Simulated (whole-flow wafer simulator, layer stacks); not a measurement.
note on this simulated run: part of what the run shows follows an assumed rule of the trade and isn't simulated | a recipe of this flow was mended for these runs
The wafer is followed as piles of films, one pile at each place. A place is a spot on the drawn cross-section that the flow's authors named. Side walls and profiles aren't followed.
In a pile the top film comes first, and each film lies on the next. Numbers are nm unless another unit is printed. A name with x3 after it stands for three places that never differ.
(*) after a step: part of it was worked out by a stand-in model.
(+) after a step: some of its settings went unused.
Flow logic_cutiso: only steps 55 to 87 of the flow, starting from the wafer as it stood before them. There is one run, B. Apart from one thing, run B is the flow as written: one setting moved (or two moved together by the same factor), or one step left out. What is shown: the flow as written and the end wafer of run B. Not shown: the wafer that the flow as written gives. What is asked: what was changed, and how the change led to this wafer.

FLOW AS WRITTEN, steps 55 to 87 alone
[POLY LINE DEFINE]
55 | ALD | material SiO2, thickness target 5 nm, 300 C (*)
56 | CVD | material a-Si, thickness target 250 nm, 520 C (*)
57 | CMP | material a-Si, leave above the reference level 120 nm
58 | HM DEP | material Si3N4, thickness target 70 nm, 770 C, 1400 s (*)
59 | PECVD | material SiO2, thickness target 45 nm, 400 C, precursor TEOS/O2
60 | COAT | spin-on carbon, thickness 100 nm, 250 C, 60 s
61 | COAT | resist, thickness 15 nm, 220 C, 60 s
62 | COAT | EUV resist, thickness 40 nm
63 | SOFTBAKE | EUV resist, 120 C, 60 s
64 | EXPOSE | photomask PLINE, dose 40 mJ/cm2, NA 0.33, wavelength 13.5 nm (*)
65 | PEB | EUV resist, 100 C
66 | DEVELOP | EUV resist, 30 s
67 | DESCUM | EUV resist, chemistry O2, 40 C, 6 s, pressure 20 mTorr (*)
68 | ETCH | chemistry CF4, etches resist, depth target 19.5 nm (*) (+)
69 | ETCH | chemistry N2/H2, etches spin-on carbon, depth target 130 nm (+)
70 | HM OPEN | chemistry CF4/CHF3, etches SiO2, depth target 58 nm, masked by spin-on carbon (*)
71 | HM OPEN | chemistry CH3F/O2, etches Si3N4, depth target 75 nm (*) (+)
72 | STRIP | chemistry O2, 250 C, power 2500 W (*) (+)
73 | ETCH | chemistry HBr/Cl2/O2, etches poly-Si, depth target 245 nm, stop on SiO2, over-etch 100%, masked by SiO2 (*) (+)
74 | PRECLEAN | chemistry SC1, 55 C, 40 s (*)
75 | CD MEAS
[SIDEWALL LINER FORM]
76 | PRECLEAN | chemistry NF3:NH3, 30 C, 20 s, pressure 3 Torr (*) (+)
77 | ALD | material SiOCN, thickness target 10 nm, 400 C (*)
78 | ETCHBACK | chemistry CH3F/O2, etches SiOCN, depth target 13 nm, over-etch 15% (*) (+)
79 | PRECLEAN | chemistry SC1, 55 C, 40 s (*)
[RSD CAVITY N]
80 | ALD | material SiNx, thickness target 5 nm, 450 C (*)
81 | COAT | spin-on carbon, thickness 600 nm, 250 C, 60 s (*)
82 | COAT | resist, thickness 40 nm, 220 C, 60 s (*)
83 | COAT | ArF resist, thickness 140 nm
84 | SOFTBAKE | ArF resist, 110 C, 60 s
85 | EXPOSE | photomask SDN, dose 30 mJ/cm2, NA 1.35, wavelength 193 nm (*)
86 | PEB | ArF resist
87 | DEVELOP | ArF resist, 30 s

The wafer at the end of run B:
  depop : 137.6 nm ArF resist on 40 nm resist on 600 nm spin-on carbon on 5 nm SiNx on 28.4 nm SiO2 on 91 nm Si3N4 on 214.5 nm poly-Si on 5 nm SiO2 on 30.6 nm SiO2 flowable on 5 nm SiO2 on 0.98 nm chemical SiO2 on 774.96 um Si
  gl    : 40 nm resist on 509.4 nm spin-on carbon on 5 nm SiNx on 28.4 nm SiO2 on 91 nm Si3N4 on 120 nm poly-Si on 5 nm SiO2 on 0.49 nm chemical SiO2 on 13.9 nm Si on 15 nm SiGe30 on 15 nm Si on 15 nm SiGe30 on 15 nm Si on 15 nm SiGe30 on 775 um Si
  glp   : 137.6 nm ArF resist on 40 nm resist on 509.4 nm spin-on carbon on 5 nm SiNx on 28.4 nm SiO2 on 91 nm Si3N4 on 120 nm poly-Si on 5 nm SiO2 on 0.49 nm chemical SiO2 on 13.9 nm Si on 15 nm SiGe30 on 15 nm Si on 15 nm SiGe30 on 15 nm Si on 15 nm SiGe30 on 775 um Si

The reason: step 58, HM DEP: thickness target 91 nm was run, though the flow has thickness target 70 nm; step 58, HM DEP: 1820 s was run, where the flow has 1400 s.
The wafer lets one read it off: depop has Si3N4 91, and step 58 as written asks for 70 nm.

How this came from the change, step by step:
  58 | HM DEP | material Si3N4, thickness target 70 nm, 770 C, 1400 s (*)
      gl, glp, gxn and 11 more: Si3N4 gains 91 (new film), poly-Si gains 120 (new film), a-Si loses 120 (all of it) (as written it would have been: Si3N4 gains 70 (new film), poly-Si gains 120 (new film), a-Si loses 120 (all of it))
      depop, dpovl x3, gfld, gxf, iso, lnri: Si3N4 gains 91 (new film), poly-Si gains 214.5 (new film), a-Si loses 214.5 (all of it) (as written it would have been: Si3N4 gains 70 (new film), poly-Si gains 214.5 (new film), a-Si loses 214.5 (all of it))
  71 | HM OPEN | chemistry CH3F/O2, etches Si3N4, depth target 75 nm (*) (+)
      iso, lnr, lnri and 6 more: Si3N4 loses 75 (as written it would have been: Si3N4 loses 55.2 (all of it), poly-Si loses 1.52)
  72 | STRIP | chemistry O2, 250 C, power 2500 W (*) (+)
      iso, lnr, lnri and 6 more: nothing (as written it would have been: chemical SiO2 gains 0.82 (new film), poly-Si loses 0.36)
  73 | ETCH | chemistry HBr/Cl2/O2, etches poly-Si, depth target 245 nm, stop on SiO2, over-etch 100%, masked by SiO2 (*) (+)
      lnr, lnrp, lnrt, rsdn, rsdp, rsdw, rsdx: Si3N4 loses 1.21 (all of it), poly-Si loses 120 (all of it), SiO2 loses 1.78 (as written it would have been: chemical SiO2 loses 0.82 (all of it), poly-Si loses 118.1 (all of it), SiO2 loses 1.86)
      iso, lnri: Si3N4 loses 1.21 (all of it), poly-Si loses 214.5 (all of it), SiO2 loses 1.31 (as written it would have been: chemical SiO2 loses 0.82 (all of it), poly-Si loses 212.6 (all of it), SiO2 loses 1.39)
